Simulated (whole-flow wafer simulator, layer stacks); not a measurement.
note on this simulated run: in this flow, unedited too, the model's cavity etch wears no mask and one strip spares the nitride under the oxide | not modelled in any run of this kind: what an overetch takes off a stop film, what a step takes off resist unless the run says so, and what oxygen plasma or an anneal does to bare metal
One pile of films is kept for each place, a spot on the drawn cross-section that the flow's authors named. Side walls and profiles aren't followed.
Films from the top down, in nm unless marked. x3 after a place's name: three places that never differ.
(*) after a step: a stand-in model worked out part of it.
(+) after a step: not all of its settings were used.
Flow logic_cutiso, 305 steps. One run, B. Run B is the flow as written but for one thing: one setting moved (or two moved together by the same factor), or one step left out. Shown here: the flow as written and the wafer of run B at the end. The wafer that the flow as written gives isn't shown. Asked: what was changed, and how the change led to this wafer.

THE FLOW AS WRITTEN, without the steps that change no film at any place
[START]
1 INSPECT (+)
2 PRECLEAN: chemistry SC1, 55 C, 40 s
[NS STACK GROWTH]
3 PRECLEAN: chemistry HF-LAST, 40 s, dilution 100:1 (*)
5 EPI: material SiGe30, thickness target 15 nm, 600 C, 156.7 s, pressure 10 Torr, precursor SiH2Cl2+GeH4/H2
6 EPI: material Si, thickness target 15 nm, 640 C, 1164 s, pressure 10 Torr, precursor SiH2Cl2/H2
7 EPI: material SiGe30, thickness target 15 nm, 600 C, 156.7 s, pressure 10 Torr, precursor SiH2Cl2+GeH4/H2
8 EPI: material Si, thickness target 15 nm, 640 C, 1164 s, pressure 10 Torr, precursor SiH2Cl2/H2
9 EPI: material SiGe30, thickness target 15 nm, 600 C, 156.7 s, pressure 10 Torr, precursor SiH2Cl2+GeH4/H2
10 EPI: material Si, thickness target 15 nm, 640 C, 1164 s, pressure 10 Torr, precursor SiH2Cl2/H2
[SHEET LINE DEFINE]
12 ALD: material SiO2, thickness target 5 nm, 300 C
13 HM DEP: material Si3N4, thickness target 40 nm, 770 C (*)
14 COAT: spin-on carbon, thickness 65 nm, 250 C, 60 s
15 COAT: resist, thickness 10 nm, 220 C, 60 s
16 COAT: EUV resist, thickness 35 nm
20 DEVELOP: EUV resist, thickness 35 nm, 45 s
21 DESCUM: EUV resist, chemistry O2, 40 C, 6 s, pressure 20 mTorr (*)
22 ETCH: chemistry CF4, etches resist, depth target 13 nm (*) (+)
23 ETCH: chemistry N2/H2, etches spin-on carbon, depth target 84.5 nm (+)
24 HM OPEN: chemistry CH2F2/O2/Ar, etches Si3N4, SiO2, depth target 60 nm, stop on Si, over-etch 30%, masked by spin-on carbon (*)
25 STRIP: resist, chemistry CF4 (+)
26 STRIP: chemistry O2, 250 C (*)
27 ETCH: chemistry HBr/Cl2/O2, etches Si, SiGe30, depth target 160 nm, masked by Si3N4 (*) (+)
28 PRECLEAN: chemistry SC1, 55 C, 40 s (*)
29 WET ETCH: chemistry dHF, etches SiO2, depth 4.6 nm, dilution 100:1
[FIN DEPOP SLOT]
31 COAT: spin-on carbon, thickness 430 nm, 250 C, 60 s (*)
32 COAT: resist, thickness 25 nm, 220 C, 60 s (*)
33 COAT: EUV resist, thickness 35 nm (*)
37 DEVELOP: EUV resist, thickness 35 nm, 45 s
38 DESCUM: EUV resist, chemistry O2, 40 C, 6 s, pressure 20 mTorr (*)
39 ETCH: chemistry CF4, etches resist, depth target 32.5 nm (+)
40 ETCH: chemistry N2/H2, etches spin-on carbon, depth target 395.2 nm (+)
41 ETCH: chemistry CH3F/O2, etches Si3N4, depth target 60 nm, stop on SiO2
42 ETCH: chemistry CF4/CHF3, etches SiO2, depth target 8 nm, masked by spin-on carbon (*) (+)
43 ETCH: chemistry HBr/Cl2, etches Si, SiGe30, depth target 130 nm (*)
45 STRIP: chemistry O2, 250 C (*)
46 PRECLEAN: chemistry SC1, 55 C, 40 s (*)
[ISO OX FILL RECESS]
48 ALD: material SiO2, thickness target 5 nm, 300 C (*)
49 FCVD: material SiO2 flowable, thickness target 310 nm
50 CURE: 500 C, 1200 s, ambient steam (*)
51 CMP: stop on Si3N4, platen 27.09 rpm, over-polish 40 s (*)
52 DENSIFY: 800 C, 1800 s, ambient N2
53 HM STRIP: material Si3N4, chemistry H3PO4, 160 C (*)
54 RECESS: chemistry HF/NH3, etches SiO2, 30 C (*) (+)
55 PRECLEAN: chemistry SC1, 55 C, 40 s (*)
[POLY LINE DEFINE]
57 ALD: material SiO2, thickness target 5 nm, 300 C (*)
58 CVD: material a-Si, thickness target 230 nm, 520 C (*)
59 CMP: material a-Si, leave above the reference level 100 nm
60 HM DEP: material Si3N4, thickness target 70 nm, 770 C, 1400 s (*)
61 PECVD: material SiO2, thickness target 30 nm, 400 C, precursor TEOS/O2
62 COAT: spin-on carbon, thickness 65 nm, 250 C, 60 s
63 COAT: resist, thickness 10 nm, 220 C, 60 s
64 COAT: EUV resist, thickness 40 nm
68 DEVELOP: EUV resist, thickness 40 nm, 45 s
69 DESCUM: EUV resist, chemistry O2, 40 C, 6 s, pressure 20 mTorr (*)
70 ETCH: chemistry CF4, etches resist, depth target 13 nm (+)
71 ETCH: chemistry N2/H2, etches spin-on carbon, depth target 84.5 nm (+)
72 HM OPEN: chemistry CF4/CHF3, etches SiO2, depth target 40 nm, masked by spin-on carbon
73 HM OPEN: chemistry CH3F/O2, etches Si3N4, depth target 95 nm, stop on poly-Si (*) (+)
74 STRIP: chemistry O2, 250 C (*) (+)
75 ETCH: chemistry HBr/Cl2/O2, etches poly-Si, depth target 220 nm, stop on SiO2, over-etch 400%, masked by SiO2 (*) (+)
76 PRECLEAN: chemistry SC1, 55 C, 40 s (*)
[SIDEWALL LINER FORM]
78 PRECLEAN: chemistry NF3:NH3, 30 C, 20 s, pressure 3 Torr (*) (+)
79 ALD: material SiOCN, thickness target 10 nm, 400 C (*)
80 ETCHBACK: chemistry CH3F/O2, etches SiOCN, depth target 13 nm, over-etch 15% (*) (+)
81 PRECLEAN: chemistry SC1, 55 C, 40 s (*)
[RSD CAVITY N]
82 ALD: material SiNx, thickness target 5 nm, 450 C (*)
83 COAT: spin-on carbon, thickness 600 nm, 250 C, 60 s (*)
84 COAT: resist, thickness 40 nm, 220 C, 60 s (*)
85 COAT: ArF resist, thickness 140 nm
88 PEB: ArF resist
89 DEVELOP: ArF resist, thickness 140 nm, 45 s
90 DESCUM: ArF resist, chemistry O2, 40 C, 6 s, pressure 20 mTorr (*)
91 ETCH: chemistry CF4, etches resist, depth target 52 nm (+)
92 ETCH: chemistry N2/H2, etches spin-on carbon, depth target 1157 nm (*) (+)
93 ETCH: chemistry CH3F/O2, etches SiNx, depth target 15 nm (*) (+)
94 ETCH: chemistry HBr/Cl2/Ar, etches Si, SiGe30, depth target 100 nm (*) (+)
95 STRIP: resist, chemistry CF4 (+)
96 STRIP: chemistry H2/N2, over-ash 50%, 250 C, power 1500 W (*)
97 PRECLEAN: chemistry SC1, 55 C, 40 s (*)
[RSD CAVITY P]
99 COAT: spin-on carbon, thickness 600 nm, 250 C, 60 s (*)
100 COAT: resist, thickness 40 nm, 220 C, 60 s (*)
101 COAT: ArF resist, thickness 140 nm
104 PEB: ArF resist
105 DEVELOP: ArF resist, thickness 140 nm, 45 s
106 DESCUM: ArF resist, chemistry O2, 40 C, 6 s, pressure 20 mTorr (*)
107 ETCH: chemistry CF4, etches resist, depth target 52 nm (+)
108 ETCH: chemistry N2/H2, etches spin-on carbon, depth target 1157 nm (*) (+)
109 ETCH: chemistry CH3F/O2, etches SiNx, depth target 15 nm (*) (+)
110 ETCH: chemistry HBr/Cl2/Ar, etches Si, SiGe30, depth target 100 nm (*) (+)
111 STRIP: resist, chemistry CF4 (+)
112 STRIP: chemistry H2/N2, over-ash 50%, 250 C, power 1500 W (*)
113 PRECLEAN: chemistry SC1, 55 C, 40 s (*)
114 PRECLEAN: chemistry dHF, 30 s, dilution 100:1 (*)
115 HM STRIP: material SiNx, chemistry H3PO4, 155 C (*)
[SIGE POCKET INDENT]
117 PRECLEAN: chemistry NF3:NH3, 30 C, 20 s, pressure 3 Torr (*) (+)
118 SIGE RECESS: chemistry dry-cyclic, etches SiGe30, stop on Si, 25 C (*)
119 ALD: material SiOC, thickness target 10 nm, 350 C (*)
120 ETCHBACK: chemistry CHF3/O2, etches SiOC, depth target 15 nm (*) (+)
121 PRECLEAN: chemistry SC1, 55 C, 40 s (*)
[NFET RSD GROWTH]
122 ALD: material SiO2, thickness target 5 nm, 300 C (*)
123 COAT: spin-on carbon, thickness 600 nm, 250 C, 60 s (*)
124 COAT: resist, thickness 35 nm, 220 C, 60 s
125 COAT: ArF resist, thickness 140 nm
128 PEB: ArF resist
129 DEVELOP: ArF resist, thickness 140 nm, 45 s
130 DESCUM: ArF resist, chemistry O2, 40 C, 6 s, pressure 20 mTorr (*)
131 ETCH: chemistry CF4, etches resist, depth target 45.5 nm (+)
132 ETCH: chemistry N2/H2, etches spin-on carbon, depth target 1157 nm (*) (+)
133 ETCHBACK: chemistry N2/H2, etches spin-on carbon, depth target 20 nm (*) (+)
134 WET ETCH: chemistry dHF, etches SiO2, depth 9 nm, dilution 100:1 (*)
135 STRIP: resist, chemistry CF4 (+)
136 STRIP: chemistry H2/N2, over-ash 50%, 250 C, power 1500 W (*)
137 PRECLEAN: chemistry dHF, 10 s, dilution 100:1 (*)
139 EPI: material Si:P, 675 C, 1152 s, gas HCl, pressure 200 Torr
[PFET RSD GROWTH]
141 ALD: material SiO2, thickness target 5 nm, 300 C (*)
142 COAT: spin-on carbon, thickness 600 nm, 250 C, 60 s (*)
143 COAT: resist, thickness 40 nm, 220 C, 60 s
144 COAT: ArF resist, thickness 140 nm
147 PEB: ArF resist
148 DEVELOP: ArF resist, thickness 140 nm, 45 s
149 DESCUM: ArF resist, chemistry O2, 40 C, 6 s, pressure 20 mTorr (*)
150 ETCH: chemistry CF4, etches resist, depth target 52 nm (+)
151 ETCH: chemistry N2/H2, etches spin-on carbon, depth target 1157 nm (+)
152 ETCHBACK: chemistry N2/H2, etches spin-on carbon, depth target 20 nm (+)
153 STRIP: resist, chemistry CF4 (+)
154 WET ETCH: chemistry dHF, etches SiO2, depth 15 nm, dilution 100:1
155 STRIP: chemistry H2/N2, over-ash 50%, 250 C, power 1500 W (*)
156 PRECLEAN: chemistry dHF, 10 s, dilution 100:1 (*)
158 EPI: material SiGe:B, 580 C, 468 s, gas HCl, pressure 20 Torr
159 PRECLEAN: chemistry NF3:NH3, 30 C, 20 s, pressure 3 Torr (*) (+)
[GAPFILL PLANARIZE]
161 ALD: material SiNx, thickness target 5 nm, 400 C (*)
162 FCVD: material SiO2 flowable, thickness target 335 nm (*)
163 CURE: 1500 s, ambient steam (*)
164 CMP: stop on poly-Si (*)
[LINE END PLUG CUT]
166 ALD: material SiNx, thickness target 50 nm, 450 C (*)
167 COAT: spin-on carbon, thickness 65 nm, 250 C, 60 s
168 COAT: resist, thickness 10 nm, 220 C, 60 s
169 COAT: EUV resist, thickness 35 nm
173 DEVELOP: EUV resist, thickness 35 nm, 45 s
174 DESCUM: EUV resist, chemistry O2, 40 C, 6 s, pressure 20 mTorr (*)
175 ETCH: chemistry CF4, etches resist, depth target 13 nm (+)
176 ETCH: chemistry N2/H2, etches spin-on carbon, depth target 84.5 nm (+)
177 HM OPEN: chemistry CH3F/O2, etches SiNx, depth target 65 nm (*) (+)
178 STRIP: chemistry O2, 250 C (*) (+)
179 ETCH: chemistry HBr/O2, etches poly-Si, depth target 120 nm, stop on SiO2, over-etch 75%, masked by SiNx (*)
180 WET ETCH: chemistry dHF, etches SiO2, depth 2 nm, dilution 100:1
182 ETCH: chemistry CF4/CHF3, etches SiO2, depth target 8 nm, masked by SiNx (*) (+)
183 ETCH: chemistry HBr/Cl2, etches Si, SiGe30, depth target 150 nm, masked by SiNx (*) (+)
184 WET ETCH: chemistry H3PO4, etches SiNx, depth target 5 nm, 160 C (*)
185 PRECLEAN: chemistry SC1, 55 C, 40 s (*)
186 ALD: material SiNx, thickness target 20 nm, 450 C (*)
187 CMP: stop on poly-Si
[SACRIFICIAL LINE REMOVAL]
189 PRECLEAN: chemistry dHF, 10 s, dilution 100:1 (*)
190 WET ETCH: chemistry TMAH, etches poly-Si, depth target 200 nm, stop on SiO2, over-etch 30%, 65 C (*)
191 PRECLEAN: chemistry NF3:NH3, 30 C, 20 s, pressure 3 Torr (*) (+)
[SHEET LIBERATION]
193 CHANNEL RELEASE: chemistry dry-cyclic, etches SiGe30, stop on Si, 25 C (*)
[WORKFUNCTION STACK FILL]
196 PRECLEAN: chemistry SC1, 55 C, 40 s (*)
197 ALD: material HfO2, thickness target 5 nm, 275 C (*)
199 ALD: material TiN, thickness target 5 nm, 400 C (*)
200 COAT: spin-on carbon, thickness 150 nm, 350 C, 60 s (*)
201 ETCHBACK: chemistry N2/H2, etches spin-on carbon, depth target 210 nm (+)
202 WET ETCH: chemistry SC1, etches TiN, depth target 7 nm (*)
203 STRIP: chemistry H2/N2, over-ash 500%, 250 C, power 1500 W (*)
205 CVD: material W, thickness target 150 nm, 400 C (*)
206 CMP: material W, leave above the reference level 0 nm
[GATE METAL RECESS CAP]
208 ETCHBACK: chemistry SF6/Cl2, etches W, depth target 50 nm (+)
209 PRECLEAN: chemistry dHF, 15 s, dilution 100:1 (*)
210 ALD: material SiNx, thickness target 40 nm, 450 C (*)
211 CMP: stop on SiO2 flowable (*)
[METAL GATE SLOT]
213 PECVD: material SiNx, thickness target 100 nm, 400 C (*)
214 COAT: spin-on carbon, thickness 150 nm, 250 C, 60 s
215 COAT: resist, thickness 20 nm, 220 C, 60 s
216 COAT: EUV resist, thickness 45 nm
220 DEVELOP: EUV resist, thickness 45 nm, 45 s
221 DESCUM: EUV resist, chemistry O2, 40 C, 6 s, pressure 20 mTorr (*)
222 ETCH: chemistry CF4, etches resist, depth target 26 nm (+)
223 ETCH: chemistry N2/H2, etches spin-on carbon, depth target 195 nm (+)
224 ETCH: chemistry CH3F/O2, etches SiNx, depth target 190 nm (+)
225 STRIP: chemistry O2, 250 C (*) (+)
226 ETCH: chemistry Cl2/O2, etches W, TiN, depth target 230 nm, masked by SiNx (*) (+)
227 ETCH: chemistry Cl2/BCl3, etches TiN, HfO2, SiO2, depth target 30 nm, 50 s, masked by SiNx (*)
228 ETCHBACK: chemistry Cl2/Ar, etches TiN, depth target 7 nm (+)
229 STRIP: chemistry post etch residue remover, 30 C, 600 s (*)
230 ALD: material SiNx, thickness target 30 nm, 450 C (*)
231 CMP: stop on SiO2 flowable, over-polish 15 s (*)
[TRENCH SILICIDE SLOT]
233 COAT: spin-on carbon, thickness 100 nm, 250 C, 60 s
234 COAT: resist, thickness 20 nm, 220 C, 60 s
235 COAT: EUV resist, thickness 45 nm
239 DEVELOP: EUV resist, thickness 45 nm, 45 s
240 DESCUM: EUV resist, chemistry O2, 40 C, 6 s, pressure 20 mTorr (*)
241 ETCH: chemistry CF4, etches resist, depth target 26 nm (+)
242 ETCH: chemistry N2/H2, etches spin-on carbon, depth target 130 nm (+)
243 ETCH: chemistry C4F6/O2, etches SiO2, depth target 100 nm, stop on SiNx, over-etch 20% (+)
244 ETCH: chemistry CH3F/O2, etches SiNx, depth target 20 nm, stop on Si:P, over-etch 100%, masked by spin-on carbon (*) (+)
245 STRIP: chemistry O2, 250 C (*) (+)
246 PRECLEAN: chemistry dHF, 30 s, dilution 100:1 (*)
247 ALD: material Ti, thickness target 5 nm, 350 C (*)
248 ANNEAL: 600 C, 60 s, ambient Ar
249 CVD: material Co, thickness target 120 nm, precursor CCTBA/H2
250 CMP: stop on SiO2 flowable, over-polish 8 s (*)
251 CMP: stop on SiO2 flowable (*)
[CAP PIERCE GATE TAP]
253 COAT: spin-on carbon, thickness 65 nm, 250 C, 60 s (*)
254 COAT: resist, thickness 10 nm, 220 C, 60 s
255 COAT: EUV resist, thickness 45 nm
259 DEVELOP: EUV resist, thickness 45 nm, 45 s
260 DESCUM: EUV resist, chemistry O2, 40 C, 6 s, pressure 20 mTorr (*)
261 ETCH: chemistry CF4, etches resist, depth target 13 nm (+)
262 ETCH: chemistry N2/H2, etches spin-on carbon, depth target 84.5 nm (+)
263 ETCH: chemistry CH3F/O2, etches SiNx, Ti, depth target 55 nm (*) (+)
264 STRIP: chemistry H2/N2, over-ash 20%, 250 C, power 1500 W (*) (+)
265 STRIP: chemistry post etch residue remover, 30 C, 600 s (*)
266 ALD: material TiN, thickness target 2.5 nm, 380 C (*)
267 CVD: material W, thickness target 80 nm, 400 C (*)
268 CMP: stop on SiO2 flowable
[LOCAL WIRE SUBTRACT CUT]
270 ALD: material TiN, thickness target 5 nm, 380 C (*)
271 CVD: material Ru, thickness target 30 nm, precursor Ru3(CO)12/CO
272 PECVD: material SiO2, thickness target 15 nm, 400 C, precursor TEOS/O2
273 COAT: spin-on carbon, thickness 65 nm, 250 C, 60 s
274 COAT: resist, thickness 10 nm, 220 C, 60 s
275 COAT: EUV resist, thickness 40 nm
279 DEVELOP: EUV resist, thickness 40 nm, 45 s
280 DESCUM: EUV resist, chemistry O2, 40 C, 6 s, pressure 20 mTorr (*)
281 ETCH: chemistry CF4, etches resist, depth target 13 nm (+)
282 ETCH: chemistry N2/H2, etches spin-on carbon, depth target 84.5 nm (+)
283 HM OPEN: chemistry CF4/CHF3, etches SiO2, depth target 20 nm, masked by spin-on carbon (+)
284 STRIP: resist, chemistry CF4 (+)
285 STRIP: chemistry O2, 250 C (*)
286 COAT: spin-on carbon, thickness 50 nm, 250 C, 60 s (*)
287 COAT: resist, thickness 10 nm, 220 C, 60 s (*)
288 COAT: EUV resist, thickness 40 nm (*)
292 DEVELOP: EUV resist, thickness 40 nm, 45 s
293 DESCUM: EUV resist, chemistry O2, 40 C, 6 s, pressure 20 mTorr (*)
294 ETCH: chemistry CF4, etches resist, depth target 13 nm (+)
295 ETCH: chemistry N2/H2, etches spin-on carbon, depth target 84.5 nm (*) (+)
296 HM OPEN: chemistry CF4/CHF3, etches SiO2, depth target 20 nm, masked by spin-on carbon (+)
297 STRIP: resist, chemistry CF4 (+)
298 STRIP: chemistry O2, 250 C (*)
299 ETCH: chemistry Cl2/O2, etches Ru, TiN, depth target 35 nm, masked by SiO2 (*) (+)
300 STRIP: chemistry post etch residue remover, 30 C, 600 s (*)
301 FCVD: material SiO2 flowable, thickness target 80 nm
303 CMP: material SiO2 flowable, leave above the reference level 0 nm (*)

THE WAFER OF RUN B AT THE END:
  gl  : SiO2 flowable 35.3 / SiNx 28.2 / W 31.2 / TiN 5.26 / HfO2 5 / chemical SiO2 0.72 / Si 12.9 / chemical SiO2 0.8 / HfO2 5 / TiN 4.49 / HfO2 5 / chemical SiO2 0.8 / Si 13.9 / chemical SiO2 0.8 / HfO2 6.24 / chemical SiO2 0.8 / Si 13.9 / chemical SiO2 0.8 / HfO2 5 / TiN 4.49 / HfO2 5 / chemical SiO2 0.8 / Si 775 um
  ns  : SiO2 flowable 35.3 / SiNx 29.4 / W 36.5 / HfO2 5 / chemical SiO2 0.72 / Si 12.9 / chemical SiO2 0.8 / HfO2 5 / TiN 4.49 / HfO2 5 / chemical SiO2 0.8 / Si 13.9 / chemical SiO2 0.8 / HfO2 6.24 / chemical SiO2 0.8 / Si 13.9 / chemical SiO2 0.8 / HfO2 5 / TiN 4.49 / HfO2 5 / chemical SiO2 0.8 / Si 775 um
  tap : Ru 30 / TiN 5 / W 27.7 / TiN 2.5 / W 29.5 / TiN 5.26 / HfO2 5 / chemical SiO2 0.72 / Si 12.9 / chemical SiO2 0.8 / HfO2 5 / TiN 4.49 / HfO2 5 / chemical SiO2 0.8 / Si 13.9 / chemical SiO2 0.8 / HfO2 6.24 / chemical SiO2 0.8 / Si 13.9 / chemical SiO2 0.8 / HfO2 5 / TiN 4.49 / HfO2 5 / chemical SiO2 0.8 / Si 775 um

The cause: step 7, EPI: thickness target 6.8 nm was run, where the flow has thickness target 15 nm; step 7, EPI: 70.5 s was run, where the flow has 156.7 s.

How the change led to this, step by step:
  7 EPI: material SiGe30, thickness target 15 nm, 600 C, 156.7 s, pressure 10 Torr, precursor SiH2Cl2+GeH4/H2
      depop, dpovl, gfld and 19 more: SiGe30 +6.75 (new film) (as written it would be: SiGe30 +15 (new film))
  27 ETCH: chemistry HBr/Cl2/O2, etches Si, SiGe30, depth target 160 nm, masked by Si3N4 (*) (+)
      gfld, gxf, iso, lnri: chemical SiO2 -0.79 (all of it), Si -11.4 (all of it), SiGe30 -15 (all of it), Si -15 (all of it), SiGe30 -6.75 (all of it), Si -15 (all of it), SiGe30 -15 (all of it), Si -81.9 (as written it would be: chemical SiO2 -0.79 (all of it), Si -11.4 (all of it), SiGe30 -15 (all of it), Si -15 (all of it), SiGe30 -15 (all of it), Si -15 (all of it), SiGe30 -15 (all of it), Si -73.6)
      dpovl, nsgap: chemical SiO2 -0.79 (all of it), Si -11.8 (all of it), SiGe30 -15 (all of it), Si -15 (all of it), SiGe30 -6.75 (all of it), Si -15 (all of it), SiGe30 -15 (all of it), Si -81.5 (as written it would be: chemical SiO2 -0.79 (all of it), Si -11.8 (all of it), SiGe30 -15 (all of it), Si -15 (all of it), SiGe30 -15 (all of it), Si -15 (all of it), SiGe30 -15 (all of it), Si -73.2)
      (and at 1 more place)
  43 ETCH: chemistry HBr/Cl2, etches Si, SiGe30, depth target 130 nm (*)
      depop: Si -14 (all of it), SiGe30 -15 (all of it), Si -15 (all of it), SiGe30 -6.75 (all of it), Si -15 (all of it), SiGe30 -15 (all of it), Si -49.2 (as written it would be: Si -14 (all of it), SiGe30 -15 (all of it), Si -15 (all of it), SiGe30 -15 (all of it), Si -15 (all of it), SiGe30 -15 (all of it), Si -41)
  94 ETCH: chemistry HBr/Cl2/Ar, etches Si, SiGe30, depth target 100 nm (*) (+)
      rsdn, rsdx: chemical SiO2 -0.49 (all of it), Si -12.8 (all of it), SiGe30 -15 (all of it), Si -15 (all of it), SiGe30 -6.75 (all of it), Si -15 (all of it), SiGe30 -15 (all of it), Si -20.4 (as written it would be: chemical SiO2 -0.49 (all of it), Si -12.8 (all of it), SiGe30 -15 (all of it), Si -15 (all of it), SiGe30 -15 (all of it), Si -15 (all of it), SiGe30 -15 (all of it), Si -12.2)
  110 ETCH: chemistry HBr/Cl2/Ar, etches Si, SiGe30, depth target 100 nm (*) (+)
      rsdp, rsdw: chemical SiO2 -0.49 (all of it), Si -12.8 (all of it), SiGe30 -15 (all of it), Si -15 (all of it), SiGe30 -6.75 (all of it), Si -15 (all of it), SiGe30 -15 (all of it), Si -20.4 (as written it would be: chemical SiO2 -0.49 (all of it), Si -12.8 (all of it), SiGe30 -15 (all of it), Si -15 (all of it), SiGe30 -15 (all of it), Si -15 (all of it), SiGe30 -15 (all of it), Si -12.2)
  118 SIGE RECESS: chemistry dry-cyclic, etches SiGe30, stop on Si, 25 C (*)
      lnr, lnrp, lnrt: SiOCN -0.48, Si -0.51, cavity +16 (new film), SiGe30 -15 (all of it), Si -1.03, cavity +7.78 (new film), SiGe30 -6.75 (all of it), Si -1.03, cavity +16 (new film), SiGe30 -15 (all of it), Si -0.51 (as written it would be: SiOCN -0.48, Si -0.51, cavity +16 (new film), SiGe30 -15 (all of it), Si -1.03, cavity +16 (new film), SiGe30 -15 (all of it), Si -1.03, cavity +16 (new film), SiGe30 -15 (all of it), Si -0.51)
  119 ALD: material SiOC, thickness target 10 nm, 350 C (*)
      lnr, lnrp, lnrt: SiOC +10 (new film), SiOC +16 (new film), cavity -16 (all of it), SiOC +7.78 (new film), cavity -7.78 (all of it), SiOC +16 (new film), cavity -16 (all of it) (as written it would be: SiOC +10 (new film), SiOC +16 (new film), cavity -16 (all of it), SiOC +16 (new film), cavity -16 (all of it), SiOC +16 (new film), cavity -16 (all of it))
  183 ETCH: chemistry HBr/Cl2, etches Si, SiGe30, depth target 150 nm, masked by SiNx (*) (+)
      plug: Si -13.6 (all of it), SiGe30 -15 (all of it), Si -15 (all of it), SiGe30 -6.75 (all of it), Si -15 (all of it), SiGe30 -15 (all of it), Si -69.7 (as written it would be: Si -13.6 (all of it), SiGe30 -15 (all of it), Si -15 (all of it), SiGe30 -15 (all of it), Si -15 (all of it), SiGe30 -15 (all of it), Si -61.4)
  193 CHANNEL RELEASE: chemistry dry-cyclic, etches SiGe30, stop on Si, 25 C (*)
      gl, glp, gxn, gxp, ns, tap: chemical SiO2 +0.8 (new film), Si -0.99, chemical SiO2 +0.8 (new film), cavity +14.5 (new film), chemical SiO2 +0.8 (new film), SiGe30 -15 (all of it), Si -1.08, chemical SiO2 +0.8 (new film), cavity +6.24 (new film), chemical SiO2 +0.8 (new film), SiGe30 -6.75 (all of it), Si -1.08, chemical SiO2 +0.8 (new film), cavity +14.5 (new film), chemical SiO2 +0.8 (new film), SiGe30 -15 (all of it), Si -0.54 (as written it would be: chemical SiO2 +0.8 (new film), Si -0.99, chemical SiO2 +0.8 (new film), cavity +14.5 (new film), chemical SiO2 +0.8 (new film), SiGe30 -15 (all of it), Si -1.08, chemical SiO2 +0.8 (new film), cavity +14.5 (new film), chemical SiO2 +0.8 (new film), SiGe30 -15 (all of it), Si -1.08, chemical SiO2 +0.8 (new film), cavity +14.5 (new film), chemical SiO2 +0.8 (new film), SiGe30 -15 (all of it), Si -0.54)
  197 ALD: material HfO2, thickness target 5 nm, 275 C (*)
      gl, glp, gxn, gxp, ns, tap: HfO2 +5 (new film), HfO2 +5 (new film), cavity -10, HfO2 +5 (new film), HfO2 +6.24 (new film), cavity -6.24 (all of it), HfO2 +5 (new film), cavity -10, HfO2 +5 (new film) (as written it would be: HfO2 +5 (new film), HfO2 +5 (new film), cavity -10, HfO2 +5 (new film), HfO2 +5 (new film), cavity -10, HfO2 +5 (new film), HfO2 +5 (new film), cavity -10, HfO2 +5 (new film))
  199 ALD: material TiN, thickness target 5 nm, 400 C (*)
      gl, glp, tap: TiN +5.26 (new film), TiN +4.49 (new film), cavity -4.49 (all of it), TiN +4.49 (new film), cavity -4.49 (all of it) (as written it would be: TiN +5.26 (new film), TiN +4.49 (new film), cavity -4.49 (all of it), TiN +4.49 (new film), cavity -4.49 (all of it), TiN +4.49 (new film), cavity -4.49 (all of it))
      gxn, gxp, ns: TiN +5 (new film), TiN +4.49 (new film), cavity -4.49 (all of it), TiN +4.49 (new film), cavity -4.49 (all of it) (as written it would be: TiN +5 (new film), TiN +4.49 (new film), cavity -4.49 (all of it), TiN +4.49 (new film), cavity -4.49 (all of it), TiN +4.49 (new film), cavity -4.49 (all of it))
Counting metal films that touch as one body, gl has 3 bodies (between them, from the top down: HfO2 5 / chemical SiO2 0.72 / Si 12.9 / chemical SiO2 0.8 / HfO2 5; HfO2 5 / chemical SiO2 0.8 / Si 13.9 / chemical SiO2 0.8 / HfO2 6.24 / chemical SiO2 0.8 / Si 13.9 / chemical SiO2 0.8 / HfO2 5); the flow as written gives 4 bodies (between them, from the top down: HfO2 5 / chemical SiO2 0.72 / Si 12.9 / chemical SiO2 0.8 / HfO2 5; HfO2 5 / chemical SiO2 0.8 / Si 13.9 / chemical SiO2 0.8 / HfO2 5; HfO2 5 / chemical SiO2 0.8 / Si 13.9 / chemical SiO2 0.8 / HfO2 5).
Counting metal films that touch as one body, ns has 3 bodies (between them, from the top down: HfO2 5 / chemical SiO2 0.72 / Si 12.9 / chemical SiO2 0.8 / HfO2 5; HfO2 5 / chemical SiO2 0.8 / Si 13.9 / chemical SiO2 0.8 / HfO2 6.24 / chemical SiO2 0.8 / Si 13.9 / chemical SiO2 0.8 / HfO2 5); the flow as written gives 4 bodies (between them, from the top down: HfO2 5 / chemical SiO2 0.72 / Si 12.9 / chemical SiO2 0.8 / HfO2 5; HfO2 5 / chemical SiO2 0.8 / Si 13.9 / chemical SiO2 0.8 / HfO2 5; HfO2 5 / chemical SiO2 0.8 / Si 13.9 / chemical SiO2 0.8 / HfO2 5).
Counting metal films that touch as one body, tap has 3 bodies (between them, from the top down: HfO2 5 / chemical SiO2 0.72 / Si 12.9 / chemical SiO2 0.8 / HfO2 5; HfO2 5 / chemical SiO2 0.8 / Si 13.9 / chemical SiO2 0.8 / HfO2 6.24 / chemical SiO2 0.8 / Si 13.9 / chemical SiO2 0.8 / HfO2 5); the flow as written gives 4 bodies (between them, from the top down: HfO2 5 / chemical SiO2 0.72 / Si 12.9 / chemical SiO2 0.8 / HfO2 5; HfO2 5 / chemical SiO2 0.8 / Si 13.9 / chemical SiO2 0.8 / HfO2 5; HfO2 5 / chemical SiO2 0.8 / Si 13.9 / chemical SiO2 0.8 / HfO2 5).
